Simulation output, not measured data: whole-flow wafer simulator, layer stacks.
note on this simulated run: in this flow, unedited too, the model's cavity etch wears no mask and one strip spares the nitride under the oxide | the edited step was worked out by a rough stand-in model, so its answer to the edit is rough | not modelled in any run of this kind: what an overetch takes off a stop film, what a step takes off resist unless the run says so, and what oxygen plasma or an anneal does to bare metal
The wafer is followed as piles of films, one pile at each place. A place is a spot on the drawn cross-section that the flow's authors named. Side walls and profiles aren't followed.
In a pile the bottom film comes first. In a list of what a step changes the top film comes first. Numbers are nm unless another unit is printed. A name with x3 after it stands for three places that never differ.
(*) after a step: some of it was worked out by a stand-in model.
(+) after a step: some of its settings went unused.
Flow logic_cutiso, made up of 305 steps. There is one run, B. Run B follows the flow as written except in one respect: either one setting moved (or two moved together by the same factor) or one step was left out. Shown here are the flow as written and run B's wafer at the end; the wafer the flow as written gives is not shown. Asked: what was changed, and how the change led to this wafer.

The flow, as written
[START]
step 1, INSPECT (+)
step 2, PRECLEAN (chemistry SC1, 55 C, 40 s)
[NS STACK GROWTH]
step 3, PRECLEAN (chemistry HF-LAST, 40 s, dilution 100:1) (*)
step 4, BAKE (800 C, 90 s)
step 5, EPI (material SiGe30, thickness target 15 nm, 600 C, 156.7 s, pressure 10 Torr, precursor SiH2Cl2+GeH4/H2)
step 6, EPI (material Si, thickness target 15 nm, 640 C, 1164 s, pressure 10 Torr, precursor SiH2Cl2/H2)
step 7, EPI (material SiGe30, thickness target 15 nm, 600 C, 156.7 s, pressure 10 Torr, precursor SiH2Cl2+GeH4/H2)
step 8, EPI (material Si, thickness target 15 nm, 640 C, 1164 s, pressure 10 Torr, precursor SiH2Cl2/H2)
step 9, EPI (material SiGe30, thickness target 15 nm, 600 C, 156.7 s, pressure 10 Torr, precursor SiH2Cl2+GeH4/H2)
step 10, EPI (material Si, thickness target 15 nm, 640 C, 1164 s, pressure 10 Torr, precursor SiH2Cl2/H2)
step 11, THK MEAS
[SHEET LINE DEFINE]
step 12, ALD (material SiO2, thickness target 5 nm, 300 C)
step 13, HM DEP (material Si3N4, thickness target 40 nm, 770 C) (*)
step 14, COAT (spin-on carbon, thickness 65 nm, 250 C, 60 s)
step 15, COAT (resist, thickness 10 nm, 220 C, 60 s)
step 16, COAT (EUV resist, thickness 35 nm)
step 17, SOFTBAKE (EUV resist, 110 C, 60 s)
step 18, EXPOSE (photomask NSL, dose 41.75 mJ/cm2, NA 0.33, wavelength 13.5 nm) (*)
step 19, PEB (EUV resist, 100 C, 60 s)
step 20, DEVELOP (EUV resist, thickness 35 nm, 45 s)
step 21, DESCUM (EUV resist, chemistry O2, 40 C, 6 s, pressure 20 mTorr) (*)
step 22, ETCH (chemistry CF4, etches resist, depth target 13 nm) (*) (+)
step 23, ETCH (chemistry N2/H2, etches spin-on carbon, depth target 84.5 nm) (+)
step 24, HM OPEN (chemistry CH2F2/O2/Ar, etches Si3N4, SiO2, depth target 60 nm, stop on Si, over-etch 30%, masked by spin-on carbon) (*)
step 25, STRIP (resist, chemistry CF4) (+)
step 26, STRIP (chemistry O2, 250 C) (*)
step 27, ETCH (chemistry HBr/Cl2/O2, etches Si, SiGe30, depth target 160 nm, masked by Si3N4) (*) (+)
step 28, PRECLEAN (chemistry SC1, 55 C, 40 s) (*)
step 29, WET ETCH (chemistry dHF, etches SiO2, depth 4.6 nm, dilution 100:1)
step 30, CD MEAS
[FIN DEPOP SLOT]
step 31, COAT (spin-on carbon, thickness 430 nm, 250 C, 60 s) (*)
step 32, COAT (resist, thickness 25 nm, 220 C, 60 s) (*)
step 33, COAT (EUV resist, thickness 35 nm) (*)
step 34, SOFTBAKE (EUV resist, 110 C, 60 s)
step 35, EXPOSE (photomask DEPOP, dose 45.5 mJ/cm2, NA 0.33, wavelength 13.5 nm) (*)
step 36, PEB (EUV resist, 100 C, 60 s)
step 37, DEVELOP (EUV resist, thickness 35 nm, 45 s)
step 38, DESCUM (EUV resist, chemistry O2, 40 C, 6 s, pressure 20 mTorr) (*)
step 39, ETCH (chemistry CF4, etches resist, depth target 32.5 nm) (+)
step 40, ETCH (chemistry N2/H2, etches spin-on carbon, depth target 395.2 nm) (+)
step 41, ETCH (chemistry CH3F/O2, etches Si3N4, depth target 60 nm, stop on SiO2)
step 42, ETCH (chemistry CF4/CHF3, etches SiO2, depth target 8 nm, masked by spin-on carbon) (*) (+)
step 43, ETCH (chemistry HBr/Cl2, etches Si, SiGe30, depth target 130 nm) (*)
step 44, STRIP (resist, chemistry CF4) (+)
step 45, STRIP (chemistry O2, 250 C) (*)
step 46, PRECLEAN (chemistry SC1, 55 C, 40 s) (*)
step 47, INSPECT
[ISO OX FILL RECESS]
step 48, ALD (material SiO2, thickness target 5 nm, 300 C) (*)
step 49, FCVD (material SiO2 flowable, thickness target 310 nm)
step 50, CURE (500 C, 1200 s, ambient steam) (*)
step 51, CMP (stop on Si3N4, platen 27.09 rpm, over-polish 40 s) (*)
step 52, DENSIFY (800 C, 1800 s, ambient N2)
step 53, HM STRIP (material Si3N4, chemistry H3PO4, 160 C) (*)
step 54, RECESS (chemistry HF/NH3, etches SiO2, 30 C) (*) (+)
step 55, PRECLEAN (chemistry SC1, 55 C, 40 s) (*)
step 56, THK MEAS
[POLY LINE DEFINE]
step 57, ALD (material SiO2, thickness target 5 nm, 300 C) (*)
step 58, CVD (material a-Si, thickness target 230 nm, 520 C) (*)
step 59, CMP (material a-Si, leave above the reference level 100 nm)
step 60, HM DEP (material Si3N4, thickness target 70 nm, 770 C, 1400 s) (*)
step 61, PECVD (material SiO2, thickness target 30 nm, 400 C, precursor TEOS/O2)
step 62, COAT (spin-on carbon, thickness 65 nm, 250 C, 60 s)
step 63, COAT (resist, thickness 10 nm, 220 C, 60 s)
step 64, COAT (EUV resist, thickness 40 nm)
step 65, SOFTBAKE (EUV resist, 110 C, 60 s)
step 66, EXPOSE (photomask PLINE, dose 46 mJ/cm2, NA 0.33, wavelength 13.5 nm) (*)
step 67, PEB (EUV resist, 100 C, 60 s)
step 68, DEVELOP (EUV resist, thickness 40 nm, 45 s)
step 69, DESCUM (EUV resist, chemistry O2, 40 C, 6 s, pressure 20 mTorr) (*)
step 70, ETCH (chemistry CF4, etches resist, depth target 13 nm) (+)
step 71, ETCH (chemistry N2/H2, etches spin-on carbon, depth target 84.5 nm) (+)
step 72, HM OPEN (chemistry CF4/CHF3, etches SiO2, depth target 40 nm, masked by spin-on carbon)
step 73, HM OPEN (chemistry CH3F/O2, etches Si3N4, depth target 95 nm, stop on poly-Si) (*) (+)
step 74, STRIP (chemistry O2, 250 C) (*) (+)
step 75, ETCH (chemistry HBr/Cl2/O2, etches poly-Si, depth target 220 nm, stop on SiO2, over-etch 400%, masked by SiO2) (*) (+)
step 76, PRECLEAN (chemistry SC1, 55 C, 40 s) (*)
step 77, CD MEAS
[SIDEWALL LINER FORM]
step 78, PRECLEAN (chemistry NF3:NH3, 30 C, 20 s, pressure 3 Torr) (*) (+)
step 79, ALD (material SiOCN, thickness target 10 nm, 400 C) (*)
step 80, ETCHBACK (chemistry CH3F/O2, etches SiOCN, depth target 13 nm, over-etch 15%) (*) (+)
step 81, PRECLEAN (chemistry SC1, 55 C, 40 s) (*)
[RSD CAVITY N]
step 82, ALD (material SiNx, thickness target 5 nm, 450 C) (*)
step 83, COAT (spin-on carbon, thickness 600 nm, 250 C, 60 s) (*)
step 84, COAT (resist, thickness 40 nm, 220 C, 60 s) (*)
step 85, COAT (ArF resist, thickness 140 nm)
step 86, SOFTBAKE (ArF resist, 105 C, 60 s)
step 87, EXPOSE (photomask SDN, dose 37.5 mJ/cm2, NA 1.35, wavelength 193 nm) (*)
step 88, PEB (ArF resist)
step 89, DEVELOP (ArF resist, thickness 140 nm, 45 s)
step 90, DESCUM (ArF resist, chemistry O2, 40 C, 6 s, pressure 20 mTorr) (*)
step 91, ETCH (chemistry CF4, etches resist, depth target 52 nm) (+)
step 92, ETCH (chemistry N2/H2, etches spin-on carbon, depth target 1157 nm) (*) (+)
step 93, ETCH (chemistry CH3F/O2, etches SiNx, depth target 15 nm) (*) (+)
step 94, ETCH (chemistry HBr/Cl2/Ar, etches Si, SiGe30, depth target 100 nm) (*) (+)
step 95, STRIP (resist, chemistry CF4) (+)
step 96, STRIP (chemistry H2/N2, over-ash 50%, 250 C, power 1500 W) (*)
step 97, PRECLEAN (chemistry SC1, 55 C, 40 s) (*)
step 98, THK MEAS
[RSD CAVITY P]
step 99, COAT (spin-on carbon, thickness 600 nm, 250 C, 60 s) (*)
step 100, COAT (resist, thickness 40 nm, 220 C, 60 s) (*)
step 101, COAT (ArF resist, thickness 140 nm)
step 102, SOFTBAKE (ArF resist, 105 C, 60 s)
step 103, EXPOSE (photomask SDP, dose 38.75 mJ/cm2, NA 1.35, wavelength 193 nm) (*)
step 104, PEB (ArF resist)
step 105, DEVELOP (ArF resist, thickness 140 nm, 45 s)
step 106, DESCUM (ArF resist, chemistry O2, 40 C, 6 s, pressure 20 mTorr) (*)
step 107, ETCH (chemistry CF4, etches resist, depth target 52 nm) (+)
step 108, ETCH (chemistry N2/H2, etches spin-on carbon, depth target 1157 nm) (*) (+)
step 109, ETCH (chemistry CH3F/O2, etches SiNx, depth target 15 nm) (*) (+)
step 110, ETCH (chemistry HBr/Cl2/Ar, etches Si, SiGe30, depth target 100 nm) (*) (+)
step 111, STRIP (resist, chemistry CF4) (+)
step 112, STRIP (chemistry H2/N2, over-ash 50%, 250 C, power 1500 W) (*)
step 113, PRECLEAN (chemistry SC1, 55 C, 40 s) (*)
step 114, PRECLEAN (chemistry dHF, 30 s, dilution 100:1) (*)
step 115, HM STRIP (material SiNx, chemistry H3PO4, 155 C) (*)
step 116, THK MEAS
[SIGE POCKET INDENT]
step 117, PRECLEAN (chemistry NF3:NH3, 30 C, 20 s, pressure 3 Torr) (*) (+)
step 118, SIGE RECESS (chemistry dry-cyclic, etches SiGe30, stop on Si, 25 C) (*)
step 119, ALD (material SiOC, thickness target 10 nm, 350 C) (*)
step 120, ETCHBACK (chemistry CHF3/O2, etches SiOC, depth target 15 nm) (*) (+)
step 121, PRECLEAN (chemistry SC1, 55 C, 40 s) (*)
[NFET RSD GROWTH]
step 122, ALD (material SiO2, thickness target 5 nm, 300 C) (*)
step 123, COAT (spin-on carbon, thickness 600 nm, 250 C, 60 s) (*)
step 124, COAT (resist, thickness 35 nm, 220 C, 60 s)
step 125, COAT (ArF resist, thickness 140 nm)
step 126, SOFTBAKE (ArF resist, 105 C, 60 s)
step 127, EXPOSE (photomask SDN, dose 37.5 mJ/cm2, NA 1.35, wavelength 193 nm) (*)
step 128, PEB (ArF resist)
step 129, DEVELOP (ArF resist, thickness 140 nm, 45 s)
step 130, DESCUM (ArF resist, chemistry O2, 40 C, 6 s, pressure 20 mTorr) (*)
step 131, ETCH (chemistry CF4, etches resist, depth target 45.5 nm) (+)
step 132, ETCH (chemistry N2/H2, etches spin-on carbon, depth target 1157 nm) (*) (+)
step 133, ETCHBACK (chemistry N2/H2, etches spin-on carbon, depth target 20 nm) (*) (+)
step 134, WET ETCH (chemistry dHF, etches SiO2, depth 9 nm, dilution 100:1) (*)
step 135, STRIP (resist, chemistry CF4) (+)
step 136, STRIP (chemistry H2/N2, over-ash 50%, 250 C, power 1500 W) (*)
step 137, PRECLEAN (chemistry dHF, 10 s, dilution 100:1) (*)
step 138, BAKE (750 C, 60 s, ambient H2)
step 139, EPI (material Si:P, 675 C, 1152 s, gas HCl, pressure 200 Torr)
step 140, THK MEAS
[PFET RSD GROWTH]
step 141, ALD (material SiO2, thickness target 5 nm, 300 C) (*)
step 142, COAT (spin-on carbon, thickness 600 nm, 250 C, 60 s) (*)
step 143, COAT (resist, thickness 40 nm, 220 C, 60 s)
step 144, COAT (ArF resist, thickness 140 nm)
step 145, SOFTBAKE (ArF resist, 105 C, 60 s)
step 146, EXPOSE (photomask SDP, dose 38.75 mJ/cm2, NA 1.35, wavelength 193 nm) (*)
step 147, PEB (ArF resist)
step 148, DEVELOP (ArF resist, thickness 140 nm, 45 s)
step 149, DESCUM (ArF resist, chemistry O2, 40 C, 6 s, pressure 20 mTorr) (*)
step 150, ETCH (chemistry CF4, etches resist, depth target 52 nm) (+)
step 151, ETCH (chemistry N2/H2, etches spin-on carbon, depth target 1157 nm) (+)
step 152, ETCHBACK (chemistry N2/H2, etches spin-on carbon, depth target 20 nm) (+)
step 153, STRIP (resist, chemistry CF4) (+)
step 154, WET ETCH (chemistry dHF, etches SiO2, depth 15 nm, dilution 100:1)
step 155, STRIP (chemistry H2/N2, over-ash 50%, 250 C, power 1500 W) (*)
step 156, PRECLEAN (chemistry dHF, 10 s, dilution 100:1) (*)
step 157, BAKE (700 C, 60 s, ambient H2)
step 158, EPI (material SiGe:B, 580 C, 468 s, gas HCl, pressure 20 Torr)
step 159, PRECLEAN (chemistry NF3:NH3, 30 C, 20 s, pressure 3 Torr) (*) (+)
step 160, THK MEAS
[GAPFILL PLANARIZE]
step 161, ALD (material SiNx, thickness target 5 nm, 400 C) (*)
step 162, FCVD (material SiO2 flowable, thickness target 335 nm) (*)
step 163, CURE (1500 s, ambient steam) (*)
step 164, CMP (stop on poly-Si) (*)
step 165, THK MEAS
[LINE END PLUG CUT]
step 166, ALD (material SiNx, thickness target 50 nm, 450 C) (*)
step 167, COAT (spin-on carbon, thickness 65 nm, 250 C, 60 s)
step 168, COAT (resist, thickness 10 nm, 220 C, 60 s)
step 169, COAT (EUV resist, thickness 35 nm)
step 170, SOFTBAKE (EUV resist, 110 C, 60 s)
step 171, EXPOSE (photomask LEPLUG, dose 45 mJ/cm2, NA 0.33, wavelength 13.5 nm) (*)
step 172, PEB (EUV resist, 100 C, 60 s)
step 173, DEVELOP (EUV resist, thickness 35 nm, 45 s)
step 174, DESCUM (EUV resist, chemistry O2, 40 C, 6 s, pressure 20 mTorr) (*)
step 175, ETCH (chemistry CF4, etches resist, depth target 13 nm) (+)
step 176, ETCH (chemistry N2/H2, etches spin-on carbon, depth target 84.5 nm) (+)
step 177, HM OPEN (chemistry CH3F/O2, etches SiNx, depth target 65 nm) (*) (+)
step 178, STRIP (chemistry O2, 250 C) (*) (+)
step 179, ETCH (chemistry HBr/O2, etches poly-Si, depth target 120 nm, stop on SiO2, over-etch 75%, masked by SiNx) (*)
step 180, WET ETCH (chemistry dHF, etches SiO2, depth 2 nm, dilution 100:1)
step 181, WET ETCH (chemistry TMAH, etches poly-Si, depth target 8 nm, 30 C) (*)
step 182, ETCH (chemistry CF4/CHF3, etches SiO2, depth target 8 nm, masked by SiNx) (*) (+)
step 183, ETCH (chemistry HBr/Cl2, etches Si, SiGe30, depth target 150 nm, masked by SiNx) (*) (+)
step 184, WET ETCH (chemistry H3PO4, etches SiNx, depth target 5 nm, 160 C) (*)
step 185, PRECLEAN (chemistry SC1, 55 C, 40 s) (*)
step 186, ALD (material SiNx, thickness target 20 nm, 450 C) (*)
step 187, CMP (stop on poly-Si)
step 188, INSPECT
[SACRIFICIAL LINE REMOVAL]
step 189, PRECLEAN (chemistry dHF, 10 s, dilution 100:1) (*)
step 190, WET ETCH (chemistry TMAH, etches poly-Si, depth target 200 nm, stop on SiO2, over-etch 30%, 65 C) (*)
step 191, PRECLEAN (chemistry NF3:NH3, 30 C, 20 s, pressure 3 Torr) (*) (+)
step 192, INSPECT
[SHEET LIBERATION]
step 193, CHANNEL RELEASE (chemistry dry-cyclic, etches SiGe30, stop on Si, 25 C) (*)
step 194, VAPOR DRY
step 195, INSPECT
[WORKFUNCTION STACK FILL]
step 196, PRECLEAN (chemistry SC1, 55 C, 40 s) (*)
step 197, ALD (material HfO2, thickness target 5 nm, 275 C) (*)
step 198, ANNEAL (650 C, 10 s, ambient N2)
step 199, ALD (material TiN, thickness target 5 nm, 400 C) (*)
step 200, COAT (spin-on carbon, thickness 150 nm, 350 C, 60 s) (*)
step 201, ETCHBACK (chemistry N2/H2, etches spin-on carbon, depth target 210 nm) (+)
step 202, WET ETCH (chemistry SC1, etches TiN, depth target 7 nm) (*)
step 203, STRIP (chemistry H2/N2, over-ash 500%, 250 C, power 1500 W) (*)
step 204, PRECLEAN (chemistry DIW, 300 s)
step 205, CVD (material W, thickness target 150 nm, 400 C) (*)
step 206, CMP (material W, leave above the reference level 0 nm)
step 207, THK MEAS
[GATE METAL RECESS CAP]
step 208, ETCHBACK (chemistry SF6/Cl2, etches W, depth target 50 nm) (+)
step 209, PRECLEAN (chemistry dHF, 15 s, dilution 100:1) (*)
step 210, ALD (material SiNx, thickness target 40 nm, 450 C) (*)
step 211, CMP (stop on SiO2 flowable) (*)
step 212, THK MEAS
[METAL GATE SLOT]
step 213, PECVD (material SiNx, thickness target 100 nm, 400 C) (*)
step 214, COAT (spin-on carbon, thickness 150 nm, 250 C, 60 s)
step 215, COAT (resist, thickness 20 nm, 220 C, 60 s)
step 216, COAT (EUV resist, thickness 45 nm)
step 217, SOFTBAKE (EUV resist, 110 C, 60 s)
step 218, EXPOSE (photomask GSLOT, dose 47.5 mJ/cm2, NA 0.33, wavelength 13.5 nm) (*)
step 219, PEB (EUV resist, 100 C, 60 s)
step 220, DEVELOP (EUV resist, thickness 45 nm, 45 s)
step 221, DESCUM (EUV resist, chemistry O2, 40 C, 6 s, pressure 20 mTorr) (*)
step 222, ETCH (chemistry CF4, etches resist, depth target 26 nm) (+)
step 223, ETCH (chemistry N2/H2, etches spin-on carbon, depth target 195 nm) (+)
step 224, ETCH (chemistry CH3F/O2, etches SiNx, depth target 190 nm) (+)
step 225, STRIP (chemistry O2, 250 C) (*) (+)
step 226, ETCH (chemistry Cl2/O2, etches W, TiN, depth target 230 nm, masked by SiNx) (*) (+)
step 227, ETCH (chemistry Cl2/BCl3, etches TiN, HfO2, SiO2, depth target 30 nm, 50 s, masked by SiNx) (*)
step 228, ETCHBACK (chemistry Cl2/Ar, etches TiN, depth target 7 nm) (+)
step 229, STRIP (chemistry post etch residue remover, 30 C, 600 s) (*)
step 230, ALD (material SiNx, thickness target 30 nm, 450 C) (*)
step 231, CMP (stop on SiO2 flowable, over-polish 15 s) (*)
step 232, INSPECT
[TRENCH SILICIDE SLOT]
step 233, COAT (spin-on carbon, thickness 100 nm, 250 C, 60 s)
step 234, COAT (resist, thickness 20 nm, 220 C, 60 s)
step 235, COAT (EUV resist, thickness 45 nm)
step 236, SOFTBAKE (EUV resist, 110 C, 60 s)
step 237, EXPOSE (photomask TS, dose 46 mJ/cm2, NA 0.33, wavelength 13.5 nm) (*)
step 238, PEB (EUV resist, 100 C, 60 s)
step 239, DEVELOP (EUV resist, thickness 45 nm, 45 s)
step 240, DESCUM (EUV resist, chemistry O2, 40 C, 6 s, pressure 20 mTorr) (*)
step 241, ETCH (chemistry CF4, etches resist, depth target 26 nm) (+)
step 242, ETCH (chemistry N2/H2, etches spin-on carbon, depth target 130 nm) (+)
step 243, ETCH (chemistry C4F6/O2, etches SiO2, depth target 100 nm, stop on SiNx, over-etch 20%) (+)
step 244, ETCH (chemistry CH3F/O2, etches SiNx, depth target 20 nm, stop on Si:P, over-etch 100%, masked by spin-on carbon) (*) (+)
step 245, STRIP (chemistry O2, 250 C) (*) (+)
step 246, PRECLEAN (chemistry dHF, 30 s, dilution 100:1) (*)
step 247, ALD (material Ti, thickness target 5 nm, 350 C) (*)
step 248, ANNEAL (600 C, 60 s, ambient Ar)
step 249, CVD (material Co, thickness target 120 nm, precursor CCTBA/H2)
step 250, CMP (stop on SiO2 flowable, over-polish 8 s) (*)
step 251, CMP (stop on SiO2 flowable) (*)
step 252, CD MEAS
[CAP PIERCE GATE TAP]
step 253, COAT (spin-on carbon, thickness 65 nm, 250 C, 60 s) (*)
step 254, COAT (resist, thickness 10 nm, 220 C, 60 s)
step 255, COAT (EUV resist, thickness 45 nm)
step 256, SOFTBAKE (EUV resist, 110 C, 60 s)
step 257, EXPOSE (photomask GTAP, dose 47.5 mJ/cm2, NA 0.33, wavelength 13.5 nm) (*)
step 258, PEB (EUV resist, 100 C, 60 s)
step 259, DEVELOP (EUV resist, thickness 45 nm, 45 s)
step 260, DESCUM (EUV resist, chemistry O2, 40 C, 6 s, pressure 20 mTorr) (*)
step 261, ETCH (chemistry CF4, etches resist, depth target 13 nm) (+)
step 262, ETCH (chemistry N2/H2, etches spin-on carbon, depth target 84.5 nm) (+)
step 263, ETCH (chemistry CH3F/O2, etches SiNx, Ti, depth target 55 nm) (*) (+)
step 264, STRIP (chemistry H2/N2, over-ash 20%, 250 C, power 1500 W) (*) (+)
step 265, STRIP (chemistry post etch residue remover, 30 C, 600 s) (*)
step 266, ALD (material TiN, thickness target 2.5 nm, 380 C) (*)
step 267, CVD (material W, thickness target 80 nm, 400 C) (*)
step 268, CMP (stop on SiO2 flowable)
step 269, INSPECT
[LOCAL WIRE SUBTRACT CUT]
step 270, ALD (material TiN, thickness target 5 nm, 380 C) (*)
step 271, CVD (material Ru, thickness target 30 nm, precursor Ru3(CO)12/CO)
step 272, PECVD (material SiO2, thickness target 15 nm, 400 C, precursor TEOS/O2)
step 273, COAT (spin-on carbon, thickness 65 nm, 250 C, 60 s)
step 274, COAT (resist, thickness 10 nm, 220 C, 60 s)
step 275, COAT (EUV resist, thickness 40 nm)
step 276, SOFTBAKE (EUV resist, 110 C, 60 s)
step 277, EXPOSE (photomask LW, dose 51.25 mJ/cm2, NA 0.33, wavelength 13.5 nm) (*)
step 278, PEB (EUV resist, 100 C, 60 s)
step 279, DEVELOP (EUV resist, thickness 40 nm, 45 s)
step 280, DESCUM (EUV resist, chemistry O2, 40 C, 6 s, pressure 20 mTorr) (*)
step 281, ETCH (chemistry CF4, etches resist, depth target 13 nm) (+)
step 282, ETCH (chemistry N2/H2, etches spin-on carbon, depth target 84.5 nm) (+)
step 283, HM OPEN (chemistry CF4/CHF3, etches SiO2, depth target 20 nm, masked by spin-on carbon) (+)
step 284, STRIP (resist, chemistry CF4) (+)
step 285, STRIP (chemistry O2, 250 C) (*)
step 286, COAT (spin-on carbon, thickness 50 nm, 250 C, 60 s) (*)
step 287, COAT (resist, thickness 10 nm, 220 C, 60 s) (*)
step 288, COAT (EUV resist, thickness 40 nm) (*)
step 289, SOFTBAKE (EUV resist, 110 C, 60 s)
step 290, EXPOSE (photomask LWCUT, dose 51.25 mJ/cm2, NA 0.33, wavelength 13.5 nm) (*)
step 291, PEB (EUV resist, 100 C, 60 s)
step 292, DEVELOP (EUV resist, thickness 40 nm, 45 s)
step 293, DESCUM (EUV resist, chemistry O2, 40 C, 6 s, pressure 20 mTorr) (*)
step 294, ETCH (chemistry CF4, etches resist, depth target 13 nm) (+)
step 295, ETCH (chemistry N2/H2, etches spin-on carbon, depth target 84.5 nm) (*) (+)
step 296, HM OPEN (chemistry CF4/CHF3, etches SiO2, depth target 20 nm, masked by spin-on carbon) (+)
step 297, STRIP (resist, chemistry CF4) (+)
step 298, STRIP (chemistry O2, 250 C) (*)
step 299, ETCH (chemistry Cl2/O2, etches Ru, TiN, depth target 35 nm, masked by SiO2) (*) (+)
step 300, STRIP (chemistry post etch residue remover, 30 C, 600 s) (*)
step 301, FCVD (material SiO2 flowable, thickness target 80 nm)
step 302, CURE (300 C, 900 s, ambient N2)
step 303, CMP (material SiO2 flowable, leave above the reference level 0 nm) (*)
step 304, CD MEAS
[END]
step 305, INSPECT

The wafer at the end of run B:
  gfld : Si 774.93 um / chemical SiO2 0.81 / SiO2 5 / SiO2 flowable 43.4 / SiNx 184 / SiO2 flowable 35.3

The reason: step 227, ETCH: depth target 25.5 nm was run, whereas the flow has depth target 30 nm; step 227, ETCH: 42.5 s was run, where the flow has 50 s.

Step by step, how the change led to this:
  step 227, ETCH (chemistry Cl2/BCl3, etches TiN, HfO2, SiO2, depth target 30 nm, 50 s, masked by SiNx) (*)
      depop, dpovl, gl and 18 more: SiNx loses 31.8 (it would be, as written: SiNx loses 37.4)
      gfld: HfO2 loses 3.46 (all of it), SiO2 flowable loses 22 (it would be, as written: HfO2 loses 3.46 (all of it), SiO2 flowable loses 26.5)
  step 231, CMP (stop on SiO2 flowable, over-polish 15 s) (*)
      depop, dpovl, gl and 9 more: SiNx loses 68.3 (it would be, as written: SiNx loses 62.7)
      lnr, lnri, lnrp, lnrt: SiNx loses 66.6 (all of it), SiOCN loses 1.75 (it would be, as written: SiNx loses 61 (all of it), SiOCN loses 1.75)
      (also at 6 further places)
